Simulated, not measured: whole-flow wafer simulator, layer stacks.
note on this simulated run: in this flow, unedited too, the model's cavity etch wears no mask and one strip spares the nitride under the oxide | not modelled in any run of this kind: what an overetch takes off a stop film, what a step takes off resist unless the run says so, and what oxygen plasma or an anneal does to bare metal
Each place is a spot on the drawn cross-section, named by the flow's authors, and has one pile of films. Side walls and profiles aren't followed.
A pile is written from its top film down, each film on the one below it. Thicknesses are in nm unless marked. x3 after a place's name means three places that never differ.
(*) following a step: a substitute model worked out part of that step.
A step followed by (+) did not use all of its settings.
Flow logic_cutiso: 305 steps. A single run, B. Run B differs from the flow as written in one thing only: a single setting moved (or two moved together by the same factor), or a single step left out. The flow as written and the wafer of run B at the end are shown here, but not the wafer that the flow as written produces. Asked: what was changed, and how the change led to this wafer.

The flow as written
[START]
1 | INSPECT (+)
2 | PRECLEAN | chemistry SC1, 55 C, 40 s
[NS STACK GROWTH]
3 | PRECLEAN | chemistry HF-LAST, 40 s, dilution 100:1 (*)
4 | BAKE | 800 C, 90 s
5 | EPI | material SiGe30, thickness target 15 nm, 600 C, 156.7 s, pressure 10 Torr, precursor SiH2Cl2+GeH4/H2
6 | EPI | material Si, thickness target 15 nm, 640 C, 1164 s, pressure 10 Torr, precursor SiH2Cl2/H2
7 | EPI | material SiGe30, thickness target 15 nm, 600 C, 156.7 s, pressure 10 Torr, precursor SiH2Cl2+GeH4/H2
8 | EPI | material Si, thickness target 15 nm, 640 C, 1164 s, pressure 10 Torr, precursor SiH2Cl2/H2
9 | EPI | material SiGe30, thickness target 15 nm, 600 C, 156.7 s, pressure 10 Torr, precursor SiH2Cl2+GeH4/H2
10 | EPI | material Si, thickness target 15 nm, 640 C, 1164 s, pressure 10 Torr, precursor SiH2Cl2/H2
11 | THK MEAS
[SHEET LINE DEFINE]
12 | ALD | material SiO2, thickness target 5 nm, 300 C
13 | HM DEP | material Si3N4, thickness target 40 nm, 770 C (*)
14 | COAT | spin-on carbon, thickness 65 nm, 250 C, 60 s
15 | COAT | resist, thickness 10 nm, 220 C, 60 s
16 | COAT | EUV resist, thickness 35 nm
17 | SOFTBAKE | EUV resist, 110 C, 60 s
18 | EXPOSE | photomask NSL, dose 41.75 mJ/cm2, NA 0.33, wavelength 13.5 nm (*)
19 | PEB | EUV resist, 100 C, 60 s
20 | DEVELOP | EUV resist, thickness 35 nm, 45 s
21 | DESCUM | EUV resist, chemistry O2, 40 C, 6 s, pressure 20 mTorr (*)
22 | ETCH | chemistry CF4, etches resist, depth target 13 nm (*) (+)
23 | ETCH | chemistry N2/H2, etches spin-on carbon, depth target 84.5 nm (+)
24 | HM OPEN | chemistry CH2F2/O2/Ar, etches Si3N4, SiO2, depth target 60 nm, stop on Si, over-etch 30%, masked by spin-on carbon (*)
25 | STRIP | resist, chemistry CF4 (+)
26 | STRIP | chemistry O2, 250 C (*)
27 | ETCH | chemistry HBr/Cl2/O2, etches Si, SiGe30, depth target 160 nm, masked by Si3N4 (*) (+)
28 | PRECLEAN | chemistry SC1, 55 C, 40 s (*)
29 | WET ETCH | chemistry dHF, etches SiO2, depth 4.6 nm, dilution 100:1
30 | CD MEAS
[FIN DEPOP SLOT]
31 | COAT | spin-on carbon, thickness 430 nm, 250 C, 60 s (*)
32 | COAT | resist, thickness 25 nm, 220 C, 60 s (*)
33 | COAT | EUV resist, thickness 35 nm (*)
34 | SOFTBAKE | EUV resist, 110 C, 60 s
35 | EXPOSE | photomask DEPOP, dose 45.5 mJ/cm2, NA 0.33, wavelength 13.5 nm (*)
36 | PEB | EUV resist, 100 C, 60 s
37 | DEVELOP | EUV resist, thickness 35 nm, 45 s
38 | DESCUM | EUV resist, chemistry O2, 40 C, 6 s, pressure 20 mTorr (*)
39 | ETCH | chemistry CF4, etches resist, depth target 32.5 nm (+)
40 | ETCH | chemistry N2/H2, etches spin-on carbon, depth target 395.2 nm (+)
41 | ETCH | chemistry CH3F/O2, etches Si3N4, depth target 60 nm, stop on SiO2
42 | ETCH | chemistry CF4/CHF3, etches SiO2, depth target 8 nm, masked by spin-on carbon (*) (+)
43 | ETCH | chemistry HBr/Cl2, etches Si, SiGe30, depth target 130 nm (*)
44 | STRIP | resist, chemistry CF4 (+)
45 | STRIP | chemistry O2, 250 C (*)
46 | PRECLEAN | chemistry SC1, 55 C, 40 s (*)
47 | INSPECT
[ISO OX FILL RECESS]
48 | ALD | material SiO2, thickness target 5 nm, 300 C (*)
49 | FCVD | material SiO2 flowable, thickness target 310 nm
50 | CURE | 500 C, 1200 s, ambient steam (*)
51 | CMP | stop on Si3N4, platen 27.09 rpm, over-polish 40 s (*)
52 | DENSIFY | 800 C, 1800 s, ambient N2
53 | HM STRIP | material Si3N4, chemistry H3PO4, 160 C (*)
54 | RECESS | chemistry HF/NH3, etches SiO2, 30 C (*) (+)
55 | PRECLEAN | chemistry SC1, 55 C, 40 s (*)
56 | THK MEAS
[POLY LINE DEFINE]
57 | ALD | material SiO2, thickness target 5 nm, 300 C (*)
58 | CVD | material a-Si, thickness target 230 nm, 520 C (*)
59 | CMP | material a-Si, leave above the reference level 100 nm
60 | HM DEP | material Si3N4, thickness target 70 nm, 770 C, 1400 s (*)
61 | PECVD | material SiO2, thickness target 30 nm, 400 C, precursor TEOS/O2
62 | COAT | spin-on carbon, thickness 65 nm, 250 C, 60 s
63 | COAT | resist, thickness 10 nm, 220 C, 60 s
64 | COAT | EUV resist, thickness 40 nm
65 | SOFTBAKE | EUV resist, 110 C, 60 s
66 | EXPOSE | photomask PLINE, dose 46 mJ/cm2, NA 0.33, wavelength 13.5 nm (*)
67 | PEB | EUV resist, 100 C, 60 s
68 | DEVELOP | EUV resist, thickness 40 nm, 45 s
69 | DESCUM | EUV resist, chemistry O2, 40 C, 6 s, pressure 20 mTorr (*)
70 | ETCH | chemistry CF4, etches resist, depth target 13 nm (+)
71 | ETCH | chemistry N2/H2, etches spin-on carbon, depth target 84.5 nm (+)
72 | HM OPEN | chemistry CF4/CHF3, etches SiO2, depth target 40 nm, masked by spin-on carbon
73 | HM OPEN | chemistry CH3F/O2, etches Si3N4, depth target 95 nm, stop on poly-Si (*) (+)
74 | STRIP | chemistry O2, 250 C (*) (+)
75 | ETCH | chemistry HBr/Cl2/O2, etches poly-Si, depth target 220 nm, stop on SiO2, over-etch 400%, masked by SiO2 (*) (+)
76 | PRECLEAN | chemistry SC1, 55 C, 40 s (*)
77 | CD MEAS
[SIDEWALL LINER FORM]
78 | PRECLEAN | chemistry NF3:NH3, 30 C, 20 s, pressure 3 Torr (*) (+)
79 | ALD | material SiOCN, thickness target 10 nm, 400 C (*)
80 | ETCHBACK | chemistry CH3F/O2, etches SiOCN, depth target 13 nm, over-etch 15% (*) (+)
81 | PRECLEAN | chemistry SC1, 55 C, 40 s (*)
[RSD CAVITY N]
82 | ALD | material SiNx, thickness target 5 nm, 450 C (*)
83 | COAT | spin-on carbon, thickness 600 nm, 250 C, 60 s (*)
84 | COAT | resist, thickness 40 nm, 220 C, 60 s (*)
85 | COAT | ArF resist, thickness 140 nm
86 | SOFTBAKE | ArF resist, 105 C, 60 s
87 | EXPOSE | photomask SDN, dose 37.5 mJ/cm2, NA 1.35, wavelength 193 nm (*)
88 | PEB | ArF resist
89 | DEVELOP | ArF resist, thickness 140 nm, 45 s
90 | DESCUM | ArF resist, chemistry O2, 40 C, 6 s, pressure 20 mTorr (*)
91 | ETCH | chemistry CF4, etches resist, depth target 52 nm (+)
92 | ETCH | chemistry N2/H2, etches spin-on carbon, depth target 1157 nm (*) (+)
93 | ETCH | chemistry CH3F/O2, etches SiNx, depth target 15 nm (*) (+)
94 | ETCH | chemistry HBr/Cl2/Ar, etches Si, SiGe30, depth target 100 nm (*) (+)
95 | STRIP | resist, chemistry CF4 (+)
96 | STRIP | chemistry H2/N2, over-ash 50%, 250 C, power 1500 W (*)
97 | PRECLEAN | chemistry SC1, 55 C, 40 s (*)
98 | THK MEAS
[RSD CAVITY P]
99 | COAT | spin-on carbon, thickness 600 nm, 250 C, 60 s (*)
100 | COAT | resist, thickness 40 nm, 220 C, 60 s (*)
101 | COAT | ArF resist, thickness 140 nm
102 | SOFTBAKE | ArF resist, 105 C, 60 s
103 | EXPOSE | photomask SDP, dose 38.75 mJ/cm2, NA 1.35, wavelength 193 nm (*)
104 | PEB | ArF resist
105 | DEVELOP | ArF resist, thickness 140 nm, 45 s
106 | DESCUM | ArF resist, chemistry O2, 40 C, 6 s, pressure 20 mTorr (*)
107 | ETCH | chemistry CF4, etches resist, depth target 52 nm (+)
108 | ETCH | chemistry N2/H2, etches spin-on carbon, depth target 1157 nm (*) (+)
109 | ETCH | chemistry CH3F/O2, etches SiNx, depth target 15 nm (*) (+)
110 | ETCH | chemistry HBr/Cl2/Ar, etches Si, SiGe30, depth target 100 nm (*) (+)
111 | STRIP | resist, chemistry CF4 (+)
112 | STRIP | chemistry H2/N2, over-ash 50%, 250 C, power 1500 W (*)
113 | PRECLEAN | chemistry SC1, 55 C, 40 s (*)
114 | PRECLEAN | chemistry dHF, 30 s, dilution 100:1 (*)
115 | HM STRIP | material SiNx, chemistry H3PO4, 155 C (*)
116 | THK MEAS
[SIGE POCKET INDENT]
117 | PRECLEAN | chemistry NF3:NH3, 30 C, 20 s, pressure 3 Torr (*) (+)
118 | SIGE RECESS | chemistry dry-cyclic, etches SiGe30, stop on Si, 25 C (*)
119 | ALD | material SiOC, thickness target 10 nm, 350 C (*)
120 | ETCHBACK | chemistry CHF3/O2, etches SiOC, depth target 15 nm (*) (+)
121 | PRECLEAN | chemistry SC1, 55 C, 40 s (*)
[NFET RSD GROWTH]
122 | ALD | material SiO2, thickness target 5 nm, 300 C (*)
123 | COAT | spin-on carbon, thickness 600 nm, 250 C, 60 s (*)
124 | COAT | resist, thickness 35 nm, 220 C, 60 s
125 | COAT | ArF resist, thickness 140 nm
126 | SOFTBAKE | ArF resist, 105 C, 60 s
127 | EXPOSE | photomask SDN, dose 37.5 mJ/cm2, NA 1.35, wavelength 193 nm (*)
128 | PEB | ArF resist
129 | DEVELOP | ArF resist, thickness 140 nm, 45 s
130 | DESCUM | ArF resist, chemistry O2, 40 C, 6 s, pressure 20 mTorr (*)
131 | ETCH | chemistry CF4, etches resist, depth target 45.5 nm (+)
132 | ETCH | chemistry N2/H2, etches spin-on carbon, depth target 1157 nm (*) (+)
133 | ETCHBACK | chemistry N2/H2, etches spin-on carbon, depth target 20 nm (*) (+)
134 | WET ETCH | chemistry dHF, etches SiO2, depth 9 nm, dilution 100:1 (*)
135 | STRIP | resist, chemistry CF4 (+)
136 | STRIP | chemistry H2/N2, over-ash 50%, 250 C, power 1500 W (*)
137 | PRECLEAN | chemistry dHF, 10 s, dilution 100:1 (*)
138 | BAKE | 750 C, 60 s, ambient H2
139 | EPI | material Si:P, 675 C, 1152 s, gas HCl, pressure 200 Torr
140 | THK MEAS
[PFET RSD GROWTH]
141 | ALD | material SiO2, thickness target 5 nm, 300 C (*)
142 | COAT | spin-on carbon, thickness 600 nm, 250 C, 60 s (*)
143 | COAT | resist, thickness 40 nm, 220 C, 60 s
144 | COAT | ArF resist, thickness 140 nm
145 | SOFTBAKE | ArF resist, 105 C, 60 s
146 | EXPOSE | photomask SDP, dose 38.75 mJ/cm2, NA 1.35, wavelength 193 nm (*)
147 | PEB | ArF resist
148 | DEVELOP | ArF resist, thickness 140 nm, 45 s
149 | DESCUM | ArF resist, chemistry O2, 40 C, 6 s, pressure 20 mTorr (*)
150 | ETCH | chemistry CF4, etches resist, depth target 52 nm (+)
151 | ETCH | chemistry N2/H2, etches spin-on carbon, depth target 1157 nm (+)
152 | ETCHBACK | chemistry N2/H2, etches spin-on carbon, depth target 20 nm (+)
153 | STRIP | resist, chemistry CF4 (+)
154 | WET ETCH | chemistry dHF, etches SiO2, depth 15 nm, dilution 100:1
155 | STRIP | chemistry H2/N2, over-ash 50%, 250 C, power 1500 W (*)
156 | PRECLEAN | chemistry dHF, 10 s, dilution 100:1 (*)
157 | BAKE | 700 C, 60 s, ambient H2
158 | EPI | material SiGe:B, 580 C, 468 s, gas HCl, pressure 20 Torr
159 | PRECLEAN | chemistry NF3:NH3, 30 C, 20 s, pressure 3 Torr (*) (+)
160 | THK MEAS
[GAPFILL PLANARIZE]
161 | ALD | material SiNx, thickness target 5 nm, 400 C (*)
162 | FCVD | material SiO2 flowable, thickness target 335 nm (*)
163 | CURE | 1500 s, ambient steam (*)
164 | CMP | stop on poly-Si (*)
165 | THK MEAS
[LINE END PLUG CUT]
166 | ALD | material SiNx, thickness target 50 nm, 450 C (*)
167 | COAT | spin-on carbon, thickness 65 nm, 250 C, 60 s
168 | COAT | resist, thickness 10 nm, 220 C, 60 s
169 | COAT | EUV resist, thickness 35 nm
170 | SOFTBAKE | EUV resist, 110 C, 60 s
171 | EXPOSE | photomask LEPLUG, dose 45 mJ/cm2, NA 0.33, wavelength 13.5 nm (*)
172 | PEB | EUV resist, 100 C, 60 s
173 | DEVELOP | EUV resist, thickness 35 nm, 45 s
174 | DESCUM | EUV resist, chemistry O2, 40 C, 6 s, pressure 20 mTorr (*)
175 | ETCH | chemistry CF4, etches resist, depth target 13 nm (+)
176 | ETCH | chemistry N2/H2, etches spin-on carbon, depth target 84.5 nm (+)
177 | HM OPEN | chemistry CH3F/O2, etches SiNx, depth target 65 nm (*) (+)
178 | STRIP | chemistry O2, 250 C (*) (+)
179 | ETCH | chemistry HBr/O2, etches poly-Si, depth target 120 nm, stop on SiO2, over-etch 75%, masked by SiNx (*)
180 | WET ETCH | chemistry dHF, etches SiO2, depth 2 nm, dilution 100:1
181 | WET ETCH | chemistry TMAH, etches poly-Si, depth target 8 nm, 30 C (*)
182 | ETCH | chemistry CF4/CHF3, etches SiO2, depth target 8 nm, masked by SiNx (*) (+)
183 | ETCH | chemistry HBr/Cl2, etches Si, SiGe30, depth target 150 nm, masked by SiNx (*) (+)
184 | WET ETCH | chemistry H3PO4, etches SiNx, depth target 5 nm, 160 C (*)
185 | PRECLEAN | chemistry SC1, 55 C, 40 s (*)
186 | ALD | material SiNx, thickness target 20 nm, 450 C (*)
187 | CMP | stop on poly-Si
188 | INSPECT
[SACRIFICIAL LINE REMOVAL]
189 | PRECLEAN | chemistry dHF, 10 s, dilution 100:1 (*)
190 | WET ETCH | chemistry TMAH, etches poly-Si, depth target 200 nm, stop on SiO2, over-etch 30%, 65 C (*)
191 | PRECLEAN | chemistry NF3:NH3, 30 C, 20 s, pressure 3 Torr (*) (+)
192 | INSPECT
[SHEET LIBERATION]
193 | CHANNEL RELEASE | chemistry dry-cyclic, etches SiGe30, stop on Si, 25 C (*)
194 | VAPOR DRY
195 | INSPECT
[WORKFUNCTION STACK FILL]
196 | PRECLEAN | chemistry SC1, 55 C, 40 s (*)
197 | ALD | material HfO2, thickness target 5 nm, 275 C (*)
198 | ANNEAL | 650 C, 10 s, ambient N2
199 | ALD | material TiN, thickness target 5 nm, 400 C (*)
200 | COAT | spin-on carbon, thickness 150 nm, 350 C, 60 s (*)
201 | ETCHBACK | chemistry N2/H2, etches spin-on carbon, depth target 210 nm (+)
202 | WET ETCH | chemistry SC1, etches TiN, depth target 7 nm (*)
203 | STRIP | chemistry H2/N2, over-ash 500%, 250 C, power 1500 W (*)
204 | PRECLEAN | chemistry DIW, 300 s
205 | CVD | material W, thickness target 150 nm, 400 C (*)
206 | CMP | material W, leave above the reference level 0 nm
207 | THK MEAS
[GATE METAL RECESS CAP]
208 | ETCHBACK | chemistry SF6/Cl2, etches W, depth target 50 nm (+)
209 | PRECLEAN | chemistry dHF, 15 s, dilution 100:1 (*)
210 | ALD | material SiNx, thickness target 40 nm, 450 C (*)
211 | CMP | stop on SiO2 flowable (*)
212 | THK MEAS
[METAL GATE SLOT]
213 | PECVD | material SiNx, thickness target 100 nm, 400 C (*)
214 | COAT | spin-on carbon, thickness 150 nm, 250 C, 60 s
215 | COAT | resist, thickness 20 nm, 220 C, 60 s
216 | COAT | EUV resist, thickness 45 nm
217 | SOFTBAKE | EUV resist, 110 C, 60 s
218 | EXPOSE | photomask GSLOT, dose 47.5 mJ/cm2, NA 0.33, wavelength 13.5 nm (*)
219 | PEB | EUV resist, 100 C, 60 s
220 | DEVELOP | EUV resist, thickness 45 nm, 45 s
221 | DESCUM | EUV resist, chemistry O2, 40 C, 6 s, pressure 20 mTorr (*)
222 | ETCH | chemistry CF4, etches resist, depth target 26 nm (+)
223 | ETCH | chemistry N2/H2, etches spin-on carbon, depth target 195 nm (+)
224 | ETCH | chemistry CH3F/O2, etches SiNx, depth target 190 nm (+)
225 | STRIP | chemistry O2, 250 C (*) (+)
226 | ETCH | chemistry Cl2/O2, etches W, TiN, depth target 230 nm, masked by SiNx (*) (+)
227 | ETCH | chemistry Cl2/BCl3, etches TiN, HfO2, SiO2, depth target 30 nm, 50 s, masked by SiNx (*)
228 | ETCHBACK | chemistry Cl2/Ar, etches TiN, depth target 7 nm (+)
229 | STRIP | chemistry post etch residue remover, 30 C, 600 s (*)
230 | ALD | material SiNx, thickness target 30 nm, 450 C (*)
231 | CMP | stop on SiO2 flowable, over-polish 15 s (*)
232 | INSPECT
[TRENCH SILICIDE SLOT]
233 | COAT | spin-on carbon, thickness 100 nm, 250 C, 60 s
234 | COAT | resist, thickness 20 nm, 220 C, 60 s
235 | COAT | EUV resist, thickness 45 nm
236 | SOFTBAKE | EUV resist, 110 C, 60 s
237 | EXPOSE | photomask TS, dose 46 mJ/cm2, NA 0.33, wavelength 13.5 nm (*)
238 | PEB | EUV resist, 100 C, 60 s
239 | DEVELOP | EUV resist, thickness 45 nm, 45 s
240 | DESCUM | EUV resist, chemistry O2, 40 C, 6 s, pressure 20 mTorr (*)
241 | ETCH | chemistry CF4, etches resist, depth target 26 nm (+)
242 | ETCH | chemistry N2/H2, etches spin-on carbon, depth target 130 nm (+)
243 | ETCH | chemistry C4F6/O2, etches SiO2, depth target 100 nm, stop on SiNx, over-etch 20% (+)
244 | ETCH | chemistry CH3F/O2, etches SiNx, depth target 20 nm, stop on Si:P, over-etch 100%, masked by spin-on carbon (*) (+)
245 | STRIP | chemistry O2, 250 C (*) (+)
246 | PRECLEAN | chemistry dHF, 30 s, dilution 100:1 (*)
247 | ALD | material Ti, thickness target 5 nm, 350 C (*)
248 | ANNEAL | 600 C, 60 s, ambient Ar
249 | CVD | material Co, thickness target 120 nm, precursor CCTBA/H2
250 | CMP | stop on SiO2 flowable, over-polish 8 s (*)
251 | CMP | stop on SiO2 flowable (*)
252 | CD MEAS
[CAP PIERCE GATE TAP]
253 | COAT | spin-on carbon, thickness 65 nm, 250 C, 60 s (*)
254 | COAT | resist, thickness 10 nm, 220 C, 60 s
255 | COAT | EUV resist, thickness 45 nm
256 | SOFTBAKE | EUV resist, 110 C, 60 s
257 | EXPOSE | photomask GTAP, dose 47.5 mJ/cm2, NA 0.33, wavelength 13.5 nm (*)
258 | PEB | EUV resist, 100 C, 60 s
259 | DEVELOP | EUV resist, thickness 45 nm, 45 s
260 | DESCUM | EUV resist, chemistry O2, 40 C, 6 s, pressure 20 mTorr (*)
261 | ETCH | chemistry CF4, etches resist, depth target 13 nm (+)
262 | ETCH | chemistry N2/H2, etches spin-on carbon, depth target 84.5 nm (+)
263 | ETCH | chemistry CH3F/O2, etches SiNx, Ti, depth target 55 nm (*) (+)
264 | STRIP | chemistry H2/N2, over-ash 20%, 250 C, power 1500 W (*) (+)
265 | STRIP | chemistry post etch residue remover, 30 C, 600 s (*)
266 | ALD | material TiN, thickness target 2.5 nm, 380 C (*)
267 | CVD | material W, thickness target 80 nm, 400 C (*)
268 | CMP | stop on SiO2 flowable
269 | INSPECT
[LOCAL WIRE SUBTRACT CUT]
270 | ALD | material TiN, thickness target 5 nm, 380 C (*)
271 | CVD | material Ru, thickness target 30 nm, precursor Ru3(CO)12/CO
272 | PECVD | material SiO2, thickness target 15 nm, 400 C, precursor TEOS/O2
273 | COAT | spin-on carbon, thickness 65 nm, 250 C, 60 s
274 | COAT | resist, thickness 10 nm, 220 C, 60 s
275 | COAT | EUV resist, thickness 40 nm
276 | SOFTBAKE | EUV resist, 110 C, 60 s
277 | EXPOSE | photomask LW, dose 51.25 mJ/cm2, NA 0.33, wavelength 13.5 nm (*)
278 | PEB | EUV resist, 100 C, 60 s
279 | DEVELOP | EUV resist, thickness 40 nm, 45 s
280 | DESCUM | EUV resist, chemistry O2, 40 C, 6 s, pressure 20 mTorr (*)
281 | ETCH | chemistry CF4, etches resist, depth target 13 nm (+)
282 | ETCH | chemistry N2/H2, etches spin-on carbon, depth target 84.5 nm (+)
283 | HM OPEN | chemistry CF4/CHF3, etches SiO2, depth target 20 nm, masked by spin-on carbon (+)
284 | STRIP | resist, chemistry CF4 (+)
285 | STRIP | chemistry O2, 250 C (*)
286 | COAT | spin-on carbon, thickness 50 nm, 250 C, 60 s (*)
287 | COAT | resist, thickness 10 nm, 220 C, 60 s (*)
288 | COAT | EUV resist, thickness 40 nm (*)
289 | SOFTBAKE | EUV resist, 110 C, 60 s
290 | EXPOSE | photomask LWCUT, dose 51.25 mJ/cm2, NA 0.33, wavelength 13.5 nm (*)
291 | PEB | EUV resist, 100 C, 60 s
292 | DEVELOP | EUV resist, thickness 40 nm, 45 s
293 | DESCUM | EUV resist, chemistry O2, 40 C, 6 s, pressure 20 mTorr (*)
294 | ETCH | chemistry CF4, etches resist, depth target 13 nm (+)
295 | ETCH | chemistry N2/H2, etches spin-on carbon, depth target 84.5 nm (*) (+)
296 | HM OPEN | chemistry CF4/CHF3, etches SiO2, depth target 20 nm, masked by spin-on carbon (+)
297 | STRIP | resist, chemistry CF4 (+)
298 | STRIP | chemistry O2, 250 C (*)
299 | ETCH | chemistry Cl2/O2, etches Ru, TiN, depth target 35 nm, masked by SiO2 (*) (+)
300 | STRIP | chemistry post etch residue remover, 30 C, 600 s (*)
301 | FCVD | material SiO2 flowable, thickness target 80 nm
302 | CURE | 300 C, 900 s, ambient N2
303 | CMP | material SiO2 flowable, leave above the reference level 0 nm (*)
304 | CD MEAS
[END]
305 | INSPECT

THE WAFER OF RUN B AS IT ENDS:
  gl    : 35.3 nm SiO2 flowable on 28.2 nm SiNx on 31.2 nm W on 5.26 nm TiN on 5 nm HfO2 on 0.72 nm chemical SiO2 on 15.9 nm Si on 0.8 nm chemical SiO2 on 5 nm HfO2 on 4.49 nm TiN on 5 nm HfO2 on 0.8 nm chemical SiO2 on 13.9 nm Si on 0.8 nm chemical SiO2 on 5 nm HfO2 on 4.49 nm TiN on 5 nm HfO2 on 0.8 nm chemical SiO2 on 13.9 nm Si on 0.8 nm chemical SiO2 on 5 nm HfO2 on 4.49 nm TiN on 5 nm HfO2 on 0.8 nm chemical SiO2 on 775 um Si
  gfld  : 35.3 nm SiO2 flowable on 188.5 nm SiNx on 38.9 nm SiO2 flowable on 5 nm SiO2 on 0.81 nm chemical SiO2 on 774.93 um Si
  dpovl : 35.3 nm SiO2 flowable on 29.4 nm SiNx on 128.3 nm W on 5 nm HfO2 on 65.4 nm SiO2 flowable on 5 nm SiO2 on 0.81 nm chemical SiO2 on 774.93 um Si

Cause: step 10, EPI: thickness target 18 nm was run, while the flow as written has thickness target 15 nm; step 10, EPI: 1397 s was run, where the flow has 1164 s.

The path from the change to this, step by step:
  10 | EPI | material Si, thickness target 15 nm, 640 C, 1164 s, pressure 10 Torr, precursor SiH2Cl2/H2
      depop, dpovl, gfld and 19 more: Si gains 18 (new film) (as written it would have been: Si gains 15 (new film))
  27 | ETCH | chemistry HBr/Cl2/O2, etches Si, SiGe30, depth target 160 nm, masked by Si3N4 (*) (+)
      gfld, gxf, iso, lnri: chemical SiO2 loses 0.79 (all of it), Si loses 14.4 (all of it), SiGe30 loses 15 (all of it), Si loses 15 (all of it), SiGe30 loses 15 (all of it), Si loses 15 (all of it), SiGe30 loses 15 (all of it), Si loses 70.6 (as written it would have been: chemical SiO2 loses 0.79 (all of it), Si loses 11.4 (all of it), SiGe30 loses 15 (all of it), Si loses 15 (all of it), SiGe30 loses 15 (all of it), Si loses 15 (all of it), SiGe30 loses 15 (all of it), Si loses 73.6)
      dpovl, nsgap: chemical SiO2 loses 0.79 (all of it), Si loses 14.8 (all of it), SiGe30 loses 15 (all of it), Si loses 15 (all of it), SiGe30 loses 15 (all of it), Si loses 15 (all of it), SiGe30 loses 15 (all of it), Si loses 70.2 (as written it would have been: chemical SiO2 loses 0.79 (all of it), Si loses 11.8 (all of it), SiGe30 loses 15 (all of it), Si loses 15 (all of it), SiGe30 loses 15 (all of it), Si loses 15 (all of it), SiGe30 loses 15 (all of it), Si loses 73.2)
      (and at 1 other place as well)
  43 | ETCH | chemistry HBr/Cl2, etches Si, SiGe30, depth target 130 nm (*)
      depop: Si loses 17 (all of it), SiGe30 loses 15 (all of it), Si loses 15 (all of it), SiGe30 loses 15 (all of it), Si loses 15 (all of it), SiGe30 loses 15 (all of it), Si loses 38 (as written it would have been: Si loses 14 (all of it), SiGe30 loses 15 (all of it), Si loses 15 (all of it), SiGe30 loses 15 (all of it), Si loses 15 (all of it), SiGe30 loses 15 (all of it), Si loses 41)
  94 | ETCH | chemistry HBr/Cl2/Ar, etches Si, SiGe30, depth target 100 nm (*) (+)
      rsdn, rsdx: chemical SiO2 loses 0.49 (all of it), Si loses 15.8 (all of it), SiGe30 loses 15 (all of it), Si loses 15 (all of it), SiGe30 loses 15 (all of it), Si loses 15 (all of it), SiGe30 loses 15 (all of it), Si loses 9.16 (as written it would have been: chemical SiO2 loses 0.49 (all of it), Si loses 12.8 (all of it), SiGe30 loses 15 (all of it), Si loses 15 (all of it), SiGe30 loses 15 (all of it), Si loses 15 (all of it), SiGe30 loses 15 (all of it), Si loses 12.2)
  110 | ETCH | chemistry HBr/Cl2/Ar, etches Si, SiGe30, depth target 100 nm (*) (+)
      rsdp, rsdw: chemical SiO2 loses 0.49 (all of it), Si loses 15.8 (all of it), SiGe30 loses 15 (all of it), Si loses 15 (all of it), SiGe30 loses 15 (all of it), Si loses 15 (all of it), SiGe30 loses 15 (all of it), Si loses 9.16 (as written it would have been: chemical SiO2 loses 0.49 (all of it), Si loses 12.8 (all of it), SiGe30 loses 15 (all of it), Si loses 15 (all of it), SiGe30 loses 15 (all of it), Si loses 15 (all of it), SiGe30 loses 15 (all of it), Si loses 12.2)
  183 | ETCH | chemistry HBr/Cl2, etches Si, SiGe30, depth target 150 nm, masked by SiNx (*) (+)
      plug: Si loses 16.6 (all of it), SiGe30 loses 15 (all of it), Si loses 15 (all of it), SiGe30 loses 15 (all of it), Si loses 15 (all of it), SiGe30 loses 15 (all of it), Si loses 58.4 (as written it would have been: Si loses 13.6 (all of it), SiGe30 loses 15 (all of it), Si loses 15 (all of it), SiGe30 loses 15 (all of it), Si loses 15 (all of it), SiGe30 loses 15 (all of it), Si loses 61.4)
